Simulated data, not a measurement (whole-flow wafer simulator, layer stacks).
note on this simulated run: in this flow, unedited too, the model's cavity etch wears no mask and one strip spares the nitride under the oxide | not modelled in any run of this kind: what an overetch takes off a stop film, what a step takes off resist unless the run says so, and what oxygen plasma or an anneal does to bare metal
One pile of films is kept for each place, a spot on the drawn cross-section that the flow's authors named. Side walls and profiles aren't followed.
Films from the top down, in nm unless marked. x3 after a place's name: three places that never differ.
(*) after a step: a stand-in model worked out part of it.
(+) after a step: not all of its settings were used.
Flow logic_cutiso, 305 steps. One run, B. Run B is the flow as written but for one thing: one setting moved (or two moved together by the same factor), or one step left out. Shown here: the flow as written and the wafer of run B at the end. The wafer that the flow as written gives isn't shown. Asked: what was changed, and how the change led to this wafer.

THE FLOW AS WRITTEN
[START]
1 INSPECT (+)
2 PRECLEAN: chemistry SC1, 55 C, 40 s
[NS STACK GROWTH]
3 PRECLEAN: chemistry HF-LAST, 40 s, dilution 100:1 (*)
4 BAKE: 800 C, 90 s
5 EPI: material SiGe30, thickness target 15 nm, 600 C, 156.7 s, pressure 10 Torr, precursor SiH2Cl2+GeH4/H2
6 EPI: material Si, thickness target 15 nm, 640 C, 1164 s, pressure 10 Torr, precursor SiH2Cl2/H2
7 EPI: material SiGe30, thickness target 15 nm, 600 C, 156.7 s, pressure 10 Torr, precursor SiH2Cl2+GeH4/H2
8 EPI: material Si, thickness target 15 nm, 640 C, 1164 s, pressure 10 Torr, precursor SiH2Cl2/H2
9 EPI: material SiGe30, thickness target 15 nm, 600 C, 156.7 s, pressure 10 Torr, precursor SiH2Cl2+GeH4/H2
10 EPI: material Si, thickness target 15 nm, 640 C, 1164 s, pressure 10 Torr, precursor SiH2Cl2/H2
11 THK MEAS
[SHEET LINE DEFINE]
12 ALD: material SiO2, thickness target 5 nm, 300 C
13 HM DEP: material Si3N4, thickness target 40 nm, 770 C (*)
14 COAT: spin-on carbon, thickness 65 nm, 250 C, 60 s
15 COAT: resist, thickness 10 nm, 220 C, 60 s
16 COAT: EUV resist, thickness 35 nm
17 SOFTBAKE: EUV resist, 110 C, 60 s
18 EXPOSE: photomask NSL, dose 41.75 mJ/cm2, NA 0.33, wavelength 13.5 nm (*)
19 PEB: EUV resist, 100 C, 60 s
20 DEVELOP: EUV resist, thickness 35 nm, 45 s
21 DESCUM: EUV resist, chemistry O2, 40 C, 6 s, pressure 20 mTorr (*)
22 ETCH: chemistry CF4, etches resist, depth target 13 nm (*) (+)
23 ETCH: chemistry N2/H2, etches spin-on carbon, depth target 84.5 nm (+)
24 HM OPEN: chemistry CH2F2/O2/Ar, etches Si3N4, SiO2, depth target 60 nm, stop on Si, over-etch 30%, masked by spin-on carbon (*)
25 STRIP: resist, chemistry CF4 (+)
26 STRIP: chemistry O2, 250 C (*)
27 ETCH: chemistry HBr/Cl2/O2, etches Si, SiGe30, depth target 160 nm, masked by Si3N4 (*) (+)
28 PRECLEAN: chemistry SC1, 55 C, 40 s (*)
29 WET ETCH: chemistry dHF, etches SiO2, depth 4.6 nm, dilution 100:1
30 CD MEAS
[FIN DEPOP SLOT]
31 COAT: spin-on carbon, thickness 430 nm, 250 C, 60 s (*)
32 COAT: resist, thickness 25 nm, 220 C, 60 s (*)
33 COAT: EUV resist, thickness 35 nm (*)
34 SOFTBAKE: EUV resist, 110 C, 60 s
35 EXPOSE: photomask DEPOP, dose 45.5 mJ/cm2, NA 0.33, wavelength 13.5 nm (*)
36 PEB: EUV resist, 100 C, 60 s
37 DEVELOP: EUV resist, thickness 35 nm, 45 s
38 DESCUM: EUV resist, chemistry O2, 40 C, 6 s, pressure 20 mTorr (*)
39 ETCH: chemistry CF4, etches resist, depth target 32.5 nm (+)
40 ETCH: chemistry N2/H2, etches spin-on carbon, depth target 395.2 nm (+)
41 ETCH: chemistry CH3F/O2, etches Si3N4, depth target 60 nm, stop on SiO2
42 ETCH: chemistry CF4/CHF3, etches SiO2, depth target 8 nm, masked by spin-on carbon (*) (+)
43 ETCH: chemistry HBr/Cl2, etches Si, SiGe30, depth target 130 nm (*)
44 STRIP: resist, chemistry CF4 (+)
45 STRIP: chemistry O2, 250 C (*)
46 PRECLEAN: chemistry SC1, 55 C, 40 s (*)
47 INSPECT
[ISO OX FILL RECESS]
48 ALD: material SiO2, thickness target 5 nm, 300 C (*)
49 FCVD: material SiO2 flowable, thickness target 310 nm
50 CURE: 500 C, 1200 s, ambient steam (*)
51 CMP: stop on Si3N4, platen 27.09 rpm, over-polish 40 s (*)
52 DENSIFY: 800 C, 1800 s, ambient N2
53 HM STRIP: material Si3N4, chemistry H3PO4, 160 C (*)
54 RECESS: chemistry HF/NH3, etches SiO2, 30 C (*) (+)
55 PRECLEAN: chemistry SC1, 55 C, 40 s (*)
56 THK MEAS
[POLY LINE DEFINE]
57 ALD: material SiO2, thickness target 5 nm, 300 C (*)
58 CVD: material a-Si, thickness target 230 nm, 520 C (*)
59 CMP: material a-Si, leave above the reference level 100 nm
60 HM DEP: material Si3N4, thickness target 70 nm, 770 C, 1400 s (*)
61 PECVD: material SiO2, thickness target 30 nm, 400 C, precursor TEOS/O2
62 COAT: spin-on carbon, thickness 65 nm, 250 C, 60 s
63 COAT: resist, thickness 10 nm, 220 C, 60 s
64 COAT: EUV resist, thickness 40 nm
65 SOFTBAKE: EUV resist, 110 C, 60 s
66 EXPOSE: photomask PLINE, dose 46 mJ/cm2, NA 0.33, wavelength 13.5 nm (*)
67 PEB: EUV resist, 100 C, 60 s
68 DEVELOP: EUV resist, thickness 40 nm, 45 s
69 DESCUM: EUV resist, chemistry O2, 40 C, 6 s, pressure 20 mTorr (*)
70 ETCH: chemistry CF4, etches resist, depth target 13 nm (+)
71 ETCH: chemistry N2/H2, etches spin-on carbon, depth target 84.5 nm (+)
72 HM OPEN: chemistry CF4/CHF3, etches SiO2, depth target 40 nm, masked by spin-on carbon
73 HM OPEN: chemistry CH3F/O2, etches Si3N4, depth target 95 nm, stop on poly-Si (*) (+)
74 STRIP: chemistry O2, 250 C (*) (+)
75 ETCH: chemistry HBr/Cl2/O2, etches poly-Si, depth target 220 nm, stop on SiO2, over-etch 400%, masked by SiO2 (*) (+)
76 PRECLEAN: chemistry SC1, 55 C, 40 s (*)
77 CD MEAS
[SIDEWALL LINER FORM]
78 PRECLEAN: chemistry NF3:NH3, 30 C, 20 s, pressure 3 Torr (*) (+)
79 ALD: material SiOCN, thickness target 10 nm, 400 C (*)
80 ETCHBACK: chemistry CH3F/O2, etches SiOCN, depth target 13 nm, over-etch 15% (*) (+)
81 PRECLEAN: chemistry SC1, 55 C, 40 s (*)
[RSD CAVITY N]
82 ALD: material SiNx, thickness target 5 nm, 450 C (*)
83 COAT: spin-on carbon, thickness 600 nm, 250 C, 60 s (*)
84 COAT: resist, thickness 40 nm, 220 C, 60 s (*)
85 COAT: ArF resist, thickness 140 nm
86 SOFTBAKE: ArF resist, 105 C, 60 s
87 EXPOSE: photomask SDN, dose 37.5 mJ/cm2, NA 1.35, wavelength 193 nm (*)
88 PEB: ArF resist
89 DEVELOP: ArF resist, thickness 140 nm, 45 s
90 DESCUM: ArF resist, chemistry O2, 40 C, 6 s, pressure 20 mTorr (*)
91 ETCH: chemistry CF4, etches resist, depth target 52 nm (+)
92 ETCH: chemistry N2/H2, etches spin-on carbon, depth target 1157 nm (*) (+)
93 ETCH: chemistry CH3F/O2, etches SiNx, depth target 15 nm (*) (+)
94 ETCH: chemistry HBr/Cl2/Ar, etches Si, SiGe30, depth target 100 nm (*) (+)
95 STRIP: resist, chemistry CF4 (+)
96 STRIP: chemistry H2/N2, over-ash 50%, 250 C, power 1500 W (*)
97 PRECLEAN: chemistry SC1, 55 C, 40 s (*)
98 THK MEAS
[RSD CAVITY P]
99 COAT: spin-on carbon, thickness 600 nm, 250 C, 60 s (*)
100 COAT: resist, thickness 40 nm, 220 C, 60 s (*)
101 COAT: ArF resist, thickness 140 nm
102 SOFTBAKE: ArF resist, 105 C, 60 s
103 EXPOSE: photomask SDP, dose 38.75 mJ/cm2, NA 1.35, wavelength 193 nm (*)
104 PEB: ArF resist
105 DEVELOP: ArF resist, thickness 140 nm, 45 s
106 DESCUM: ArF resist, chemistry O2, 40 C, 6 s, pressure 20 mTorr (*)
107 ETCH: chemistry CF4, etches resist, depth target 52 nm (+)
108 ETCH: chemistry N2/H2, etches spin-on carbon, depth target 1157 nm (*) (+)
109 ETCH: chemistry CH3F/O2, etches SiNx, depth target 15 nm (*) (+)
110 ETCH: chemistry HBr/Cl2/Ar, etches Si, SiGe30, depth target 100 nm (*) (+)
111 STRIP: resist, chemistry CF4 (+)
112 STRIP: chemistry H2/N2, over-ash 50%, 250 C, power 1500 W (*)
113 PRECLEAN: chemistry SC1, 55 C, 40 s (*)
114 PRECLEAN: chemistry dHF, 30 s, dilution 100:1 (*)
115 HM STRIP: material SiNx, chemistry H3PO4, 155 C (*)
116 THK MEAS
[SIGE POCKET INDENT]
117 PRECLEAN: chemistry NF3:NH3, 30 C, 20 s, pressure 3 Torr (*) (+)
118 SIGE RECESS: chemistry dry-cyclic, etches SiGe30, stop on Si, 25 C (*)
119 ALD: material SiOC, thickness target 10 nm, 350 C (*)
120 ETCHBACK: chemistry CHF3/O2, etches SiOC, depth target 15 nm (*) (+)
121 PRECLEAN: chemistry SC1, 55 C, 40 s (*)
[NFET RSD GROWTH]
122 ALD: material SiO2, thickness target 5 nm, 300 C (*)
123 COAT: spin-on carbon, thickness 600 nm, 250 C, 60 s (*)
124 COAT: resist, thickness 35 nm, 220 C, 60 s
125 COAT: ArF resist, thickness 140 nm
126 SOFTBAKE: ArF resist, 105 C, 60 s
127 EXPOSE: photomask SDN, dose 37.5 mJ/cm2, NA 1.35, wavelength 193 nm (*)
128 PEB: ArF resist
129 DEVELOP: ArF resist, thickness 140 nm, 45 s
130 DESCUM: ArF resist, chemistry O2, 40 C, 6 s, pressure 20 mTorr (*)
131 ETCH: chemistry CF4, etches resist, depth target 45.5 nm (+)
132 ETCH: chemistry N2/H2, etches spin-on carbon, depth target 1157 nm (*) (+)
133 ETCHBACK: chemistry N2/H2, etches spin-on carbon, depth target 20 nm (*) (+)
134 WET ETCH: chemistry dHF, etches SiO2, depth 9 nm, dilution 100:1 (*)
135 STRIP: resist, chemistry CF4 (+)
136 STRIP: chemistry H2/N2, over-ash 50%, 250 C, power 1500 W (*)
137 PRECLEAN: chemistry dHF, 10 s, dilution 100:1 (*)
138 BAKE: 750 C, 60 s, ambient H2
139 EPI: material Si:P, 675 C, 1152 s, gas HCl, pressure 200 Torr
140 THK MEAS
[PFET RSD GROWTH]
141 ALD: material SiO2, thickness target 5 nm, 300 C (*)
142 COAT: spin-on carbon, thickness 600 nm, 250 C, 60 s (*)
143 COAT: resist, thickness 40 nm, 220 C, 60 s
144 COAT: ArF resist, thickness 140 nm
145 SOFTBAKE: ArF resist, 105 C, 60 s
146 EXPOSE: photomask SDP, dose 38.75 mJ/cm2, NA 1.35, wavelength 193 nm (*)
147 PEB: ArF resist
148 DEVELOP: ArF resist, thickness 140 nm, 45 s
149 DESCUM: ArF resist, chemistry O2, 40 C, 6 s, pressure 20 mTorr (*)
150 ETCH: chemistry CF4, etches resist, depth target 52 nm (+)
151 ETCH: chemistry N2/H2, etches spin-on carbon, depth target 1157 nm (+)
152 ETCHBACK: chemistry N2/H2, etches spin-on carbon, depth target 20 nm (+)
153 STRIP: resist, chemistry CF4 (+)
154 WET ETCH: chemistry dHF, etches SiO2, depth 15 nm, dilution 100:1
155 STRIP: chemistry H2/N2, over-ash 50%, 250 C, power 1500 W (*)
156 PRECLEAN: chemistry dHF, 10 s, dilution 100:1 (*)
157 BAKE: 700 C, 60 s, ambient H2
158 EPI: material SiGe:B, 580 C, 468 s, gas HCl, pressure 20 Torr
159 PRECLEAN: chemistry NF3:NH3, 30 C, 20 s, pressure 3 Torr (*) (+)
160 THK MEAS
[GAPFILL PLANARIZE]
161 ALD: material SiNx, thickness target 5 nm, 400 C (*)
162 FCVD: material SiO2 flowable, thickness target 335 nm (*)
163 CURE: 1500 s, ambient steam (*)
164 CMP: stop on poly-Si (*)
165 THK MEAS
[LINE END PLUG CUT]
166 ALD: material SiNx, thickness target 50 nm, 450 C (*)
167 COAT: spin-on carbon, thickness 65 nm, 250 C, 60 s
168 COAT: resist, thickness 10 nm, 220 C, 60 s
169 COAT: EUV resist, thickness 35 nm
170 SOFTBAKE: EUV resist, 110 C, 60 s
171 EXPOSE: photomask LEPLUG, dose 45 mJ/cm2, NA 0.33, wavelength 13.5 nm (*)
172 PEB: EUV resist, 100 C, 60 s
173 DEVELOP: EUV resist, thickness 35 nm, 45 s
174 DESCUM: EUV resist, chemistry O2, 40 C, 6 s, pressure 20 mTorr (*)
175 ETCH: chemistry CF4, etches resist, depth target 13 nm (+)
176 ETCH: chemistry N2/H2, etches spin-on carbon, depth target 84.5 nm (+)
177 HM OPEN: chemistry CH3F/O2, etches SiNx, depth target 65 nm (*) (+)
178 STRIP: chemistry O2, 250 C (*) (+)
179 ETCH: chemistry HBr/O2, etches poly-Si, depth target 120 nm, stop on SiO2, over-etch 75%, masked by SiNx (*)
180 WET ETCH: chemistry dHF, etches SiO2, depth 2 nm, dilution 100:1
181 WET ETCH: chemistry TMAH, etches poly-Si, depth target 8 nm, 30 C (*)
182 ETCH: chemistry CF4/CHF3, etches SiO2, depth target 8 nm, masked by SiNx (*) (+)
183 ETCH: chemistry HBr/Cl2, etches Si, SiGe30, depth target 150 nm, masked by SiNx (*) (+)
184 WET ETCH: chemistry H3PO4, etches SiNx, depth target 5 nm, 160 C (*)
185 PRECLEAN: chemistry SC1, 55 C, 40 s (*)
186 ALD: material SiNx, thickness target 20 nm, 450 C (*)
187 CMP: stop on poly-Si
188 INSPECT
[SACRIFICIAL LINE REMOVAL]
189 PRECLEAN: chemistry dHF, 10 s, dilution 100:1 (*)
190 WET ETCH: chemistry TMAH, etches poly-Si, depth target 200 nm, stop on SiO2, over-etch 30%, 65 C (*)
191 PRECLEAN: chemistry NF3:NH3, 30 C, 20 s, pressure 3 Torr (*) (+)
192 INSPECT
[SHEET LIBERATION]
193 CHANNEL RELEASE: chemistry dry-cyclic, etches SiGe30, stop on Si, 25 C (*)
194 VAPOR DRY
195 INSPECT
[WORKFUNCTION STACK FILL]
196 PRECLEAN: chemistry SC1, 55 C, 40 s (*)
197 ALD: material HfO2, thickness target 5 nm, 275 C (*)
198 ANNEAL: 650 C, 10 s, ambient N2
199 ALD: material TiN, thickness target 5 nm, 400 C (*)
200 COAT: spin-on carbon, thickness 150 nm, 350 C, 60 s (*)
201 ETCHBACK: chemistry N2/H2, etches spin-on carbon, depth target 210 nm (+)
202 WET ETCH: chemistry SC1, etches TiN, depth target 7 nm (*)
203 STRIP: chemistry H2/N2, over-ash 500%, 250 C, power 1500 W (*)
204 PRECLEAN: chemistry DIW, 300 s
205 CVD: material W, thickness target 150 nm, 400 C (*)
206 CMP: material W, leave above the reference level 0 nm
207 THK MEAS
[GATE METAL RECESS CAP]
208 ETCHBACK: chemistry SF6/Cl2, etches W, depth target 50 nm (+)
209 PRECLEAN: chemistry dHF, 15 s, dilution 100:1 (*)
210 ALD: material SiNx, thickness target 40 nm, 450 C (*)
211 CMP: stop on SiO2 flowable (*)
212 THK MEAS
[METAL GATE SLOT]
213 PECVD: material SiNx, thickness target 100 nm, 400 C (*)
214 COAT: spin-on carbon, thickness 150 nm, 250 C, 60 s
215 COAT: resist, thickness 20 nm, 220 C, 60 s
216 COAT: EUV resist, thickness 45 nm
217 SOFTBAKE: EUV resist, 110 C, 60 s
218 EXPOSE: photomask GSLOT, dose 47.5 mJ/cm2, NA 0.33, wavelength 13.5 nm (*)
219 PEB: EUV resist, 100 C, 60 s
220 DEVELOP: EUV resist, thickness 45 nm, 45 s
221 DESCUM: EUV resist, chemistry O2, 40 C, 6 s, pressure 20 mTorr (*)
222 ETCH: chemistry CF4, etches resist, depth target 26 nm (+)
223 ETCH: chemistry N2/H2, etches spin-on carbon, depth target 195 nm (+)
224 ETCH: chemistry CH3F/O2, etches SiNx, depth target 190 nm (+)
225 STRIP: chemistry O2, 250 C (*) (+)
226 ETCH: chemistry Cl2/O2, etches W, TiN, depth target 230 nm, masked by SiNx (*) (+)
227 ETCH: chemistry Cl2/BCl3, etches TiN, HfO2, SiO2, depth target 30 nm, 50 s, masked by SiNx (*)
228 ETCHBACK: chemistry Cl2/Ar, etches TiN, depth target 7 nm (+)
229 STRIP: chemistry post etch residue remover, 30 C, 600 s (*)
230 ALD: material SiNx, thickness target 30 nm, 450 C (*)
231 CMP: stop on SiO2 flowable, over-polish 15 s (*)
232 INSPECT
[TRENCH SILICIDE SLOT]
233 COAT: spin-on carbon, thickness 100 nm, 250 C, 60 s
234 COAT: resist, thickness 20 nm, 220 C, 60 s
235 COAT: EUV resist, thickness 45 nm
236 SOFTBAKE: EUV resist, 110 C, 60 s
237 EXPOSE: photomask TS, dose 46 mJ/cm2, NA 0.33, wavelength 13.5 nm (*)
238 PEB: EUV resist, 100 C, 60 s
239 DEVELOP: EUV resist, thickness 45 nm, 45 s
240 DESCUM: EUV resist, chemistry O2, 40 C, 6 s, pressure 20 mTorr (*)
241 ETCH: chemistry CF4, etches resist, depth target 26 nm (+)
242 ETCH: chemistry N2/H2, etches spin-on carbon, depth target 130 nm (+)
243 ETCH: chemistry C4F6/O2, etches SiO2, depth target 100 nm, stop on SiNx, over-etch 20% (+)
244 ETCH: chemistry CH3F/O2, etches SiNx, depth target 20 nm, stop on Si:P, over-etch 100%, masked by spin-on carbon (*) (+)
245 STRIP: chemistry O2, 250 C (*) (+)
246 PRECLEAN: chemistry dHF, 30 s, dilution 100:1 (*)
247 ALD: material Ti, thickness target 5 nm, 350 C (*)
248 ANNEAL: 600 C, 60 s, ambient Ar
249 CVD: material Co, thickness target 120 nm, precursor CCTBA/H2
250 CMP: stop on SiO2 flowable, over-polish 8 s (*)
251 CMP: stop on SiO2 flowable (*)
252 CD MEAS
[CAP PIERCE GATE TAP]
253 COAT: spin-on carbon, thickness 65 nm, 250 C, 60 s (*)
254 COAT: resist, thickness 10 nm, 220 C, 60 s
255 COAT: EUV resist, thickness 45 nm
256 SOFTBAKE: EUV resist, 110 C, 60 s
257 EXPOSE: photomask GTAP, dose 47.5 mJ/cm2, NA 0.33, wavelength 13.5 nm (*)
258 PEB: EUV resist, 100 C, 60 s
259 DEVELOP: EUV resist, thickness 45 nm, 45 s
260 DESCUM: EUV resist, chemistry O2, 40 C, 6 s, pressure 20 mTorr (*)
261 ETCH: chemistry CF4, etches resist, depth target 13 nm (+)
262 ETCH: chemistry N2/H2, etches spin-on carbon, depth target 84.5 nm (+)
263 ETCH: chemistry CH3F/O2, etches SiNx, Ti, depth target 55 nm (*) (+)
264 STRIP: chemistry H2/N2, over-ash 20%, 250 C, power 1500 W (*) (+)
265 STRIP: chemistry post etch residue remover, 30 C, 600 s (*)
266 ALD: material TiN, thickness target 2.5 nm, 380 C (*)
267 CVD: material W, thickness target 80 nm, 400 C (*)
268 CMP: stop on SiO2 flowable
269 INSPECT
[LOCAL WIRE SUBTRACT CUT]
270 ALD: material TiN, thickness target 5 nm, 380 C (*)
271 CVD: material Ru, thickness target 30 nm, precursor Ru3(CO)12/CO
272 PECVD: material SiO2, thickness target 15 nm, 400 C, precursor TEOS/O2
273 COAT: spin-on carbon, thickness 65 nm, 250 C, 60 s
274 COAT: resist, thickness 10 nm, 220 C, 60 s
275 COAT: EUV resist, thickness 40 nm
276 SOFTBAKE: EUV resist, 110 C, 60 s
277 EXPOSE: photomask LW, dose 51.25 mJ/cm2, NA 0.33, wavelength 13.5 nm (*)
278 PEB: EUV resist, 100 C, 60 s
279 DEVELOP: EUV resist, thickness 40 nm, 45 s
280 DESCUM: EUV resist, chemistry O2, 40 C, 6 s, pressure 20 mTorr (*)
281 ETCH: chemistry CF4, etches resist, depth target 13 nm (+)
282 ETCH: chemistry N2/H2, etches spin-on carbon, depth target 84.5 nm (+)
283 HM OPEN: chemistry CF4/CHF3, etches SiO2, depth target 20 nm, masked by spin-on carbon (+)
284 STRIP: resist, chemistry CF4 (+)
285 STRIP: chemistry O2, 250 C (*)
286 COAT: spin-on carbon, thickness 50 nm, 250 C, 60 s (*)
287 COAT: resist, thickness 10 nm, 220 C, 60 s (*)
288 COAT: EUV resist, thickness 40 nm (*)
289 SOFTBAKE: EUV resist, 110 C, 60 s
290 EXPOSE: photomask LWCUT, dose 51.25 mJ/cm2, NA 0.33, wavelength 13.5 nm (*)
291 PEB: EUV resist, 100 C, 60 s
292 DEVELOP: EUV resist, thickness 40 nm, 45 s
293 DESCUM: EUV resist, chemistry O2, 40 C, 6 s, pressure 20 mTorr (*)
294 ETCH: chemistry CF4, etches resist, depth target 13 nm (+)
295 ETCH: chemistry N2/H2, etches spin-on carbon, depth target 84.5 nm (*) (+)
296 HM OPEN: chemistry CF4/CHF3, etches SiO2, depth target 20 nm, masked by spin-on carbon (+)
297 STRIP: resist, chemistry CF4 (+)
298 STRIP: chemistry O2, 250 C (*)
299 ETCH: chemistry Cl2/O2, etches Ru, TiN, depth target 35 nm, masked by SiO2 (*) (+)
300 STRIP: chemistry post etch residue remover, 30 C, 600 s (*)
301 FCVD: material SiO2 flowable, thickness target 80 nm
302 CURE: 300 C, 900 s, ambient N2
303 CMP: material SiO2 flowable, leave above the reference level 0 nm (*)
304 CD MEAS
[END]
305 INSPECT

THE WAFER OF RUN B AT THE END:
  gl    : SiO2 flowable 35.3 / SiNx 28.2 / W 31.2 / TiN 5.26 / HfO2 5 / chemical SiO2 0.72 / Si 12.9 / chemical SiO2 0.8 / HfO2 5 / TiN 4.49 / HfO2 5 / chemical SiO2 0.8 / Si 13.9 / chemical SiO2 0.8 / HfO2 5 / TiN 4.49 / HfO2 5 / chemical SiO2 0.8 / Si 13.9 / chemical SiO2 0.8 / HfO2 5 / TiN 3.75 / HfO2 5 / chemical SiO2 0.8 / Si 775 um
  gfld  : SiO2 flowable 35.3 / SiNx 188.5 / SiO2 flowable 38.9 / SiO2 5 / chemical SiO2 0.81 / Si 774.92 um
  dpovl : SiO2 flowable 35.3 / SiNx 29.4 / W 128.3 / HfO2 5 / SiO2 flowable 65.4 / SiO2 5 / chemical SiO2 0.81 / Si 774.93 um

The cause: step 5, EPI: thickness target 14.2 nm was run, where the flow has thickness target 15 nm; step 5, EPI: 148.9 s was run, where the flow has 156.7 s.

How the change led to this, step by step:
  5 EPI: material SiGe30, thickness target 15 nm, 600 C, 156.7 s, pressure 10 Torr, precursor SiH2Cl2+GeH4/H2
      depop, dpovl, gfld and 19 more: SiGe30 +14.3 (new film) (as written it would be: SiGe30 +15 (new film))
  27 ETCH: chemistry HBr/Cl2/O2, etches Si, SiGe30, depth target 160 nm, masked by Si3N4 (*) (+)
      gfld, gxf, iso, lnri: chemical SiO2 -0.79 (all of it), Si -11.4 (all of it), SiGe30 -15 (all of it), Si -15 (all of it), SiGe30 -15 (all of it), Si -15 (all of it), SiGe30 -14.3 (all of it), Si -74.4 (as written it would be: chemical SiO2 -0.79 (all of it), Si -11.4 (all of it), SiGe30 -15 (all of it), Si -15 (all of it), SiGe30 -15 (all of it), Si -15 (all of it), SiGe30 -15 (all of it), Si -73.6)
      dpovl, nsgap: chemical SiO2 -0.79 (all of it), Si -11.8 (all of it), SiGe30 -15 (all of it), Si -15 (all of it), SiGe30 -15 (all of it), Si -15 (all of it), SiGe30 -14.3 (all of it), Si -74 (as written it would be: chemical SiO2 -0.79 (all of it), Si -11.8 (all of it), SiGe30 -15 (all of it), Si -15 (all of it), SiGe30 -15 (all of it), Si -15 (all of it), SiGe30 -15 (all of it), Si -73.2)
      (and at 1 more place)
  43 ETCH: chemistry HBr/Cl2, etches Si, SiGe30, depth target 130 nm (*)
      depop: Si -14 (all of it), SiGe30 -15 (all of it), Si -15 (all of it), SiGe30 -15 (all of it), Si -15 (all of it), SiGe30 -14.3 (all of it), Si -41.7 (as written it would be: Si -14 (all of it), SiGe30 -15 (all of it), Si -15 (all of it), SiGe30 -15 (all of it), Si -15 (all of it), SiGe30 -15 (all of it), Si -41)
  94 ETCH: chemistry HBr/Cl2/Ar, etches Si, SiGe30, depth target 100 nm (*) (+)
      rsdn, rsdx: chemical SiO2 -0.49 (all of it), Si -12.8 (all of it), SiGe30 -15 (all of it), Si -15 (all of it), SiGe30 -15 (all of it), Si -15 (all of it), SiGe30 -14.3 (all of it), Si -12.9 (as written it would be: chemical SiO2 -0.49 (all of it), Si -12.8 (all of it), SiGe30 -15 (all of it), Si -15 (all of it), SiGe30 -15 (all of it), Si -15 (all of it), SiGe30 -15 (all of it), Si -12.2)
  110 ETCH: chemistry HBr/Cl2/Ar, etches Si, SiGe30, depth target 100 nm (*) (+)
      rsdp, rsdw: chemical SiO2 -0.49 (all of it), Si -12.8 (all of it), SiGe30 -15 (all of it), Si -15 (all of it), SiGe30 -15 (all of it), Si -15 (all of it), SiGe30 -14.3 (all of it), Si -12.9 (as written it would be: chemical SiO2 -0.49 (all of it), Si -12.8 (all of it), SiGe30 -15 (all of it), Si -15 (all of it), SiGe30 -15 (all of it), Si -15 (all of it), SiGe30 -15 (all of it), Si -12.2)
  118 SIGE RECESS: chemistry dry-cyclic, etches SiGe30, stop on Si, 25 C (*)
      lnr, lnrp, lnrt: SiOCN -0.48, Si -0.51, cavity +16 (new film), SiGe30 -15 (all of it), Si -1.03, cavity +16 (new film), SiGe30 -15 (all of it), Si -1.03, cavity +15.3 (new film), SiGe30 -14.3 (all of it), Si -0.51 (as written it would be: SiOCN -0.48, Si -0.51, cavity +16 (new film), SiGe30 -15 (all of it), Si -1.03, cavity +16 (new film), SiGe30 -15 (all of it), Si -1.03, cavity +16 (new film), SiGe30 -15 (all of it), Si -0.51)
  119 ALD: material SiOC, thickness target 10 nm, 350 C (*)
      lnr, lnrp, lnrt: SiOC +10 (new film), SiOC +16 (new film), cavity -16 (all of it), SiOC +16 (new film), cavity -16 (all of it), SiOC +15.3 (new film), cavity -15.3 (all of it) (as written it would be: SiOC +10 (new film), SiOC +16 (new film), cavity -16 (all of it), SiOC +16 (new film), cavity -16 (all of it), SiOC +16 (new film), cavity -16 (all of it))
  183 ETCH: chemistry HBr/Cl2, etches Si, SiGe30, depth target 150 nm, masked by SiNx (*) (+)
      plug: Si -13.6 (all of it), SiGe30 -15 (all of it), Si -15 (all of it), SiGe30 -15 (all of it), Si -15 (all of it), SiGe30 -14.3 (all of it), Si -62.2 (as written it would be: Si -13.6 (all of it), SiGe30 -15 (all of it), Si -15 (all of it), SiGe30 -15 (all of it), Si -15 (all of it), SiGe30 -15 (all of it), Si -61.4)
  193 CHANNEL RELEASE: chemistry dry-cyclic, etches SiGe30, stop on Si, 25 C (*)
      gl, glp, gxn, gxp, ns, tap: chemical SiO2 +0.8 (new film), Si -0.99, chemical SiO2 +0.8 (new film), cavity +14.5 (new film), chemical SiO2 +0.8 (new film), SiGe30 -15 (all of it), Si -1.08, chemical SiO2 +0.8 (new film), cavity +14.5 (new film), chemical SiO2 +0.8 (new film), SiGe30 -15 (all of it), Si -1.08, chemical SiO2 +0.8 (new film), cavity +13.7 (new film), chemical SiO2 +0.8 (new film), SiGe30 -14.3 (all of it), Si -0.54 (as written it would be: chemical SiO2 +0.8 (new film), Si -0.99, chemical SiO2 +0.8 (new film), cavity +14.5 (new film), chemical SiO2 +0.8 (new film), SiGe30 -15 (all of it), Si -1.08, chemical SiO2 +0.8 (new film), cavity +14.5 (new film), chemical SiO2 +0.8 (new film), SiGe30 -15 (all of it), Si -1.08, chemical SiO2 +0.8 (new film), cavity +14.5 (new film), chemical SiO2 +0.8 (new film), SiGe30 -15 (all of it), Si -0.54)
  199 ALD: material TiN, thickness target 5 nm, 400 C (*)
      gl, glp, tap: TiN +5.26 (new film), TiN +4.49 (new film), cavity -4.49 (all of it), TiN +4.49 (new film), cavity -4.49 (all of it), TiN +3.75 (new film), cavity -3.75 (all of it) (as written it would be: TiN +5.26 (new film), TiN +4.49 (new film), cavity -4.49 (all of it), TiN +4.49 (new film), cavity -4.49 (all of it), TiN +4.49 (new film), cavity -4.49 (all of it))
      gxn, gxp, ns: TiN +5 (new film), TiN +4.49 (new film), cavity -4.49 (all of it), TiN +4.49 (new film), cavity -4.49 (all of it), TiN +3.75 (new film), cavity -3.75 (all of it) (as written it would be: TiN +5 (new film), TiN +4.49 (new film), cavity -4.49 (all of it), TiN +4.49 (new film), cavity -4.49 (all of it), TiN +4.49 (new film), cavity -4.49 (all of it))
